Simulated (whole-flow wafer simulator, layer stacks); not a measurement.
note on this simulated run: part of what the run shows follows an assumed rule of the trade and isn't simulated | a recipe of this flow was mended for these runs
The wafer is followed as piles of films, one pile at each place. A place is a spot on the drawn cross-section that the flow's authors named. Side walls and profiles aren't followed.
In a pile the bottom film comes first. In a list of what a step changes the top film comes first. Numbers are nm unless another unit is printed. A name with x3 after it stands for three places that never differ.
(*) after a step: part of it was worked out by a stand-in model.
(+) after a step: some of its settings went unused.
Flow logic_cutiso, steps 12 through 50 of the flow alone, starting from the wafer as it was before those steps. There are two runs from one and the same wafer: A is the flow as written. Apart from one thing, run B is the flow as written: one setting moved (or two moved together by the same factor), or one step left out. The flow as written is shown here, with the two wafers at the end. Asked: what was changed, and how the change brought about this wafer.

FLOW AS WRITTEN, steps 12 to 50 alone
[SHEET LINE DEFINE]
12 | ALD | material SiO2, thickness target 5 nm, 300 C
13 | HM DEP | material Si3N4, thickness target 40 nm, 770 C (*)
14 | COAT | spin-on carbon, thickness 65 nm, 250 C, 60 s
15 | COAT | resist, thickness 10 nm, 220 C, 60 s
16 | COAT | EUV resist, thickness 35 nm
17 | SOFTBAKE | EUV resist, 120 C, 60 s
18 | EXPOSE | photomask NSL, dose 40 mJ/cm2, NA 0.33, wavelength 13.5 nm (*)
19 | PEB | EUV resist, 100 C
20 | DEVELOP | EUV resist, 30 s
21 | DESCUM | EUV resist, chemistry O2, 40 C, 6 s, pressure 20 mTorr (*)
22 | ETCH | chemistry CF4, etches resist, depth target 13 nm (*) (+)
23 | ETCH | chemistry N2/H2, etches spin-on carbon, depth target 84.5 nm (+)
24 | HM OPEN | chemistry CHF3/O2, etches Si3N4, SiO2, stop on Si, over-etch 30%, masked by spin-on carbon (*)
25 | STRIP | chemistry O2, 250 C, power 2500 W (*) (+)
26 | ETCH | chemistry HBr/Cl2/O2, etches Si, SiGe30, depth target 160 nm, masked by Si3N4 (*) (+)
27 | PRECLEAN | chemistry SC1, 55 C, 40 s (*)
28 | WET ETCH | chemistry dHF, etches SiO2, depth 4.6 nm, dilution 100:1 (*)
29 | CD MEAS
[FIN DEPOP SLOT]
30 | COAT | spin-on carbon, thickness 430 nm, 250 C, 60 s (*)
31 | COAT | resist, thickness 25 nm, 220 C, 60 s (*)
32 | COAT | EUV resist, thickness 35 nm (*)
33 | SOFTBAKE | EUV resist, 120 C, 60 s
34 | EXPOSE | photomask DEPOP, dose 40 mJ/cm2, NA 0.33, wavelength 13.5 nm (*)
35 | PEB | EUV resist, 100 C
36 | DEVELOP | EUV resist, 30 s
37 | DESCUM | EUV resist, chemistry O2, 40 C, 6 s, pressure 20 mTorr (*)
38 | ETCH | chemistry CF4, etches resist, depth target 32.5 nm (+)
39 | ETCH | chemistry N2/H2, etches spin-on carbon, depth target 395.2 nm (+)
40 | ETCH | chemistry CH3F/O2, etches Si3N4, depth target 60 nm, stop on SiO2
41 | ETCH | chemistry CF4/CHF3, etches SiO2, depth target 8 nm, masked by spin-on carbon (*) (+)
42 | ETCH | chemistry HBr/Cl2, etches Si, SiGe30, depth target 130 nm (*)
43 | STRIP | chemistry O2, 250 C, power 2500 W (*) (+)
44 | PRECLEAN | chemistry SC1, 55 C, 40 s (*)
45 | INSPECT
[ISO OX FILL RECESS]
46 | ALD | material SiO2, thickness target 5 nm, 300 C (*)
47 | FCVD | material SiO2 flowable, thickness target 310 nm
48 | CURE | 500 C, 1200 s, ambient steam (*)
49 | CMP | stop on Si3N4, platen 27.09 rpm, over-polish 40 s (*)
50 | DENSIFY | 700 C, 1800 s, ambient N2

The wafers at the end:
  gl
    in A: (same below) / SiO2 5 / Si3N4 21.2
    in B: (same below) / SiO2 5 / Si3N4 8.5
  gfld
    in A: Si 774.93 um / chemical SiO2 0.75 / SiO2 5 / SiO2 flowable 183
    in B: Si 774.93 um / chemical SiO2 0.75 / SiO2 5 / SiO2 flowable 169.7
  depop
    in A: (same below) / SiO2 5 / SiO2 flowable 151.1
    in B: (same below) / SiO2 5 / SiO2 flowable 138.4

What caused this: step 13, HM DEP: 747 C was run, whereas the flow has 770 C.

How this came from the change, step by step:
  13 | HM DEP | material Si3N4, thickness target 40 nm, 770 C (*)
      depop, dpovl, gfld and 19 more: A Si3N4 gains 40 (new film) | B Si3N4 gains 27.3 (new film)
  24 | HM OPEN | chemistry CHF3/O2, etches Si3N4, SiO2, stop on Si, over-etch 30%, masked by spin-on carbon (*)
      depop, gl, glp and 12 more: A resist loses 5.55 (all of it), spin-on carbon loses 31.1 | B resist loses 5.55 (all of it), spin-on carbon loses 20.1
      dpovl, gfld, gxf, iso, isow, lnri, nsgap: A Si3N4 loses 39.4 (all of it), SiO2 loses 5 (all of it), Si loses 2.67 | B Si3N4 loses 26.8 (all of it), SiO2 loses 5 (all of it), Si loses 1.91
  25 | STRIP | chemistry O2, 250 C, power 2500 W (*) (+)
      depop, gl, glp and 12 more: A spin-on carbon loses 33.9 (all of it) | B spin-on carbon loses 44.9 (all of it)
  26 | ETCH | chemistry HBr/Cl2/O2, etches Si, SiGe30, depth target 160 nm, masked by Si3N4 (*) (+)
      dpovl, gfld, gxf, iso, isow, lnri, nsgap: A chemical SiO2 loses 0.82 (all of it), Si loses 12 (all of it), SiGe30 loses 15 (all of it), Si loses 15 (all of it), SiGe30 loses 15 (all of it), Si loses 15 (all of it), SiGe30 loses 15 (all of it), Si loses 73 | B chemical SiO2 loses 0.82 (all of it), Si loses 12.7 (all of it), SiGe30 loses 15 (all of it), Si loses 15 (all of it), SiGe30 loses 15 (all of it), Si loses 15 (all of it), SiGe30 loses 15 (all of it), Si loses 72.2
  30 | COAT | spin-on carbon, thickness 430 nm, 250 C, 60 s (*)
      depop: A spin-on carbon gains 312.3 (new film) | B spin-on carbon gains 320.6 (new film)
      ns: A spin-on carbon gains 312.3 (new film) | B spin-on carbon gains 320.5 (new film)
  39 | ETCH | chemistry N2/H2, etches spin-on carbon, depth target 395.2 nm (+)
      depop: A spin-on carbon loses 308.6 (all of it), Si3N4 loses 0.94 | B spin-on carbon loses 316.8 (all of it), Si3N4 loses 0.85
  40 | ETCH | chemistry CH3F/O2, etches Si3N4, depth target 60 nm, stop on SiO2
      gfld, gl, glp and 17 more: A resist loses 4.6 | B resist loses 2.09
      depop: A Si3N4 loses 22 (all of it), SiO2 loses 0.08 | B Si3N4 loses 9.43 (all of it), SiO2 loses 0.08
      (and at 1 other place as well)
  41 | ETCH | chemistry CF4/CHF3, etches SiO2, depth target 8 nm, masked by spin-on carbon (*) (+)
      gfld: A resist loses 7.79 (all of it), spin-on carbon loses 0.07 | B resist loses 8
      gl: A resist loses 6.59 (all of it), spin-on carbon loses 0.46 | B resist loses 8
      (and at 18 other places as well)
  42 | ETCH | chemistry HBr/Cl2, etches Si, SiGe30, depth target 130 nm (*)
      isow, ns: A spin-on carbon loses 32 | B resist loses 1.05 (all of it), spin-on carbon loses 30.5
      gfld: A spin-on carbon loses 32 | B resist loses 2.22 (all of it), spin-on carbon loses 28.9
      (and at 12 other places as well)
  43 | STRIP | chemistry O2, 250 C, power 2500 W (*) (+)
      ns: A spin-on carbon loses 279.8 (all of it) | B spin-on carbon loses 290 (all of it)
  47 | FCVD | material SiO2 flowable, thickness target 310 nm
      gfld, gxf, iso, lnri: A SiO2 flowable gains 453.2 (new film) | B SiO2 flowable gains 443.2 (new film)
      ns: A SiO2 flowable gains 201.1 (new film) | B SiO2 flowable gains 209.1 (new film)
  49 | CMP | stop on Si3N4, platen 27.09 rpm, over-polish 40 s (*)
      depop: A SiO2 flowable loses 200.4 | B SiO2 flowable loses 208.2
      dpovl: A SiO2 flowable loses 200.3 | B SiO2 flowable loses 208.1
      (and at 3 other places as well)
